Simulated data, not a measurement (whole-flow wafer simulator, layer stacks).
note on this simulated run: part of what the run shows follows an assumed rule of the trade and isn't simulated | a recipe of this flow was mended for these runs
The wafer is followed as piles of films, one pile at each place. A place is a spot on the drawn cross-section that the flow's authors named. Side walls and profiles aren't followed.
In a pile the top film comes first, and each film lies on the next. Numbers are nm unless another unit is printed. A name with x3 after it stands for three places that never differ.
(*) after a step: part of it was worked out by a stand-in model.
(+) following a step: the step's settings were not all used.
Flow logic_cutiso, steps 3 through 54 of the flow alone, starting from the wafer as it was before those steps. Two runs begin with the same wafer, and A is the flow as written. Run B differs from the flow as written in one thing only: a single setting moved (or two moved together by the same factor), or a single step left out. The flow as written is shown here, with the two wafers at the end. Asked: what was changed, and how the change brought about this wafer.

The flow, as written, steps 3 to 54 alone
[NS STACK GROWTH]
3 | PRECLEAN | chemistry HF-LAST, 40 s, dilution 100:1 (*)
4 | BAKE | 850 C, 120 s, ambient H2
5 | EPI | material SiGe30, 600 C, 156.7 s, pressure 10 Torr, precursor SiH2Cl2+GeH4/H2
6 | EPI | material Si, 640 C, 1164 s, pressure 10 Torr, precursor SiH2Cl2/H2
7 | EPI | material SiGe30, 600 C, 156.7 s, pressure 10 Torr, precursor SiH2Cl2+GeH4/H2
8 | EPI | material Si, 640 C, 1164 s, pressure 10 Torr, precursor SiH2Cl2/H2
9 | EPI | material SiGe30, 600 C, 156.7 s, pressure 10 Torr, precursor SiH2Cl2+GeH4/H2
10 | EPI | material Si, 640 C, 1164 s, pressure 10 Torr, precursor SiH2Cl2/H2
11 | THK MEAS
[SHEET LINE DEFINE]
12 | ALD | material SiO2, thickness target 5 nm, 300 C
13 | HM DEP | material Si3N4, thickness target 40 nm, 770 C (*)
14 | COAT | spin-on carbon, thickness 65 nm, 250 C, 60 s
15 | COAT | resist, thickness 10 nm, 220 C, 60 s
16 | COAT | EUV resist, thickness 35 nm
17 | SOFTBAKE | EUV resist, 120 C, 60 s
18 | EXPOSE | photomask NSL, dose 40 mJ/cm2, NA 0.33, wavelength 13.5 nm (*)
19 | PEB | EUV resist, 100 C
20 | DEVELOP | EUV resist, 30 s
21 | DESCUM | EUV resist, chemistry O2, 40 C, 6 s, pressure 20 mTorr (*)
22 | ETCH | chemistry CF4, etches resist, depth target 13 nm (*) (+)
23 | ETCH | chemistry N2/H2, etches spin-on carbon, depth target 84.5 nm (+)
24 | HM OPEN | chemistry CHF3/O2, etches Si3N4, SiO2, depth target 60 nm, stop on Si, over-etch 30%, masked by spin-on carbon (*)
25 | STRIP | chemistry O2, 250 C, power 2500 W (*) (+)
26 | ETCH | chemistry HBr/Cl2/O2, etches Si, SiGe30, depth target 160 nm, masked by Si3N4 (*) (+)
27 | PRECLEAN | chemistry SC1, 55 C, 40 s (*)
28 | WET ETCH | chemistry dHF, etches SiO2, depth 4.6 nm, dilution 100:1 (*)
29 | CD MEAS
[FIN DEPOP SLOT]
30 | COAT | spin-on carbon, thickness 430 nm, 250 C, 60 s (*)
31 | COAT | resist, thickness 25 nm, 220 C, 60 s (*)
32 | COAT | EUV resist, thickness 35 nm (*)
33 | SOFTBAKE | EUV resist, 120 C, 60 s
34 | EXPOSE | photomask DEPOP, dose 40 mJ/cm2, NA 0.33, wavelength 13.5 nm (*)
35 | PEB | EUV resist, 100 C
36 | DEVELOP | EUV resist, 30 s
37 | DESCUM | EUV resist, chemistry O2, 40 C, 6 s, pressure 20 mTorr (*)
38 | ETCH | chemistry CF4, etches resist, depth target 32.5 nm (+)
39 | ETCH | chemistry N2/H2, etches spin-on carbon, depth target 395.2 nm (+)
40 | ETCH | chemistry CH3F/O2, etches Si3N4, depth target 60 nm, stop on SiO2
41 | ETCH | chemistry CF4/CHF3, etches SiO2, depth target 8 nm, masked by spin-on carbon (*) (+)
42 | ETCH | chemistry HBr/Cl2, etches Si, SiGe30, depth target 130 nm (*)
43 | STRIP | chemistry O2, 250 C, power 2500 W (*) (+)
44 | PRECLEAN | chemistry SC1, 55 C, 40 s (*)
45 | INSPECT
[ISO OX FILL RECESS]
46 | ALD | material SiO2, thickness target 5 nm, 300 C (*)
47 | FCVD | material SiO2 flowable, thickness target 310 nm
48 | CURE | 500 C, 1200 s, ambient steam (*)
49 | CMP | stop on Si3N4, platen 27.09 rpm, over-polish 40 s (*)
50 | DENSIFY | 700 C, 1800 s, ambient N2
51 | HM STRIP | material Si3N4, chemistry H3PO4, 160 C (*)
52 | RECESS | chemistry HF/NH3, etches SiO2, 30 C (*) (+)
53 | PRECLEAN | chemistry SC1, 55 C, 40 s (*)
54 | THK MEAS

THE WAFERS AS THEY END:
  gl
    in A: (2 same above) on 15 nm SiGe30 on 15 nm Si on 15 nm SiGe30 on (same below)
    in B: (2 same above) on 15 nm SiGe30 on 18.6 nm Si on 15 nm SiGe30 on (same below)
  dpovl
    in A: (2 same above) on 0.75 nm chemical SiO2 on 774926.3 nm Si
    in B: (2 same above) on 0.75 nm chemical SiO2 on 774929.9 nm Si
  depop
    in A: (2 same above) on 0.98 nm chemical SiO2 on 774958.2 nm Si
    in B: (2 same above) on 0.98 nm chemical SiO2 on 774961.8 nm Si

Cause: step 8, EPI: 1444 s was run, though the flow has 1164 s.

The path from the change to this, step by step:
  8 | EPI | material Si, 640 C, 1164 s, pressure 10 Torr, precursor SiH2Cl2/H2
      depop, dpovl, gfld and 19 more: A Si gains 15 (new film) | B Si gains 18.6 (new film)
  26 | ETCH | chemistry HBr/Cl2/O2, etches Si, SiGe30, depth target 160 nm, masked by Si3N4 (*) (+)
      dpovl, gfld, gxf, iso, isow, lnri, nsgap: A chemical SiO2 loses 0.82 (all of it), Si loses 12 (all of it), SiGe30 loses 15 (all of it), Si loses 15 (all of it), SiGe30 loses 15 (all of it), Si loses 15 (all of it), SiGe30 loses 15 (all of it), Si loses 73 | B chemical SiO2 loses 0.82 (all of it), Si loses 12 (all of it), SiGe30 loses 15 (all of it), Si loses 18.6 (all of it), SiGe30 loses 15 (all of it), Si loses 15 (all of it), SiGe30 loses 15 (all of it), Si loses 69.4
  42 | ETCH | chemistry HBr/Cl2, etches Si, SiGe30, depth target 130 nm (*)
      depop: A Si loses 13.8 (all of it), SiGe30 loses 15 (all of it), Si loses 15 (all of it), SiGe30 loses 15 (all of it), Si loses 15 (all of it), SiGe30 loses 15 (all of it), Si loses 41.2 | B Si loses 13.8 (all of it), SiGe30 loses 15 (all of it), Si loses 18.6 (all of it), SiGe30 loses 15 (all of it), Si loses 15 (all of it), SiGe30 loses 15 (all of it), Si loses 37.6
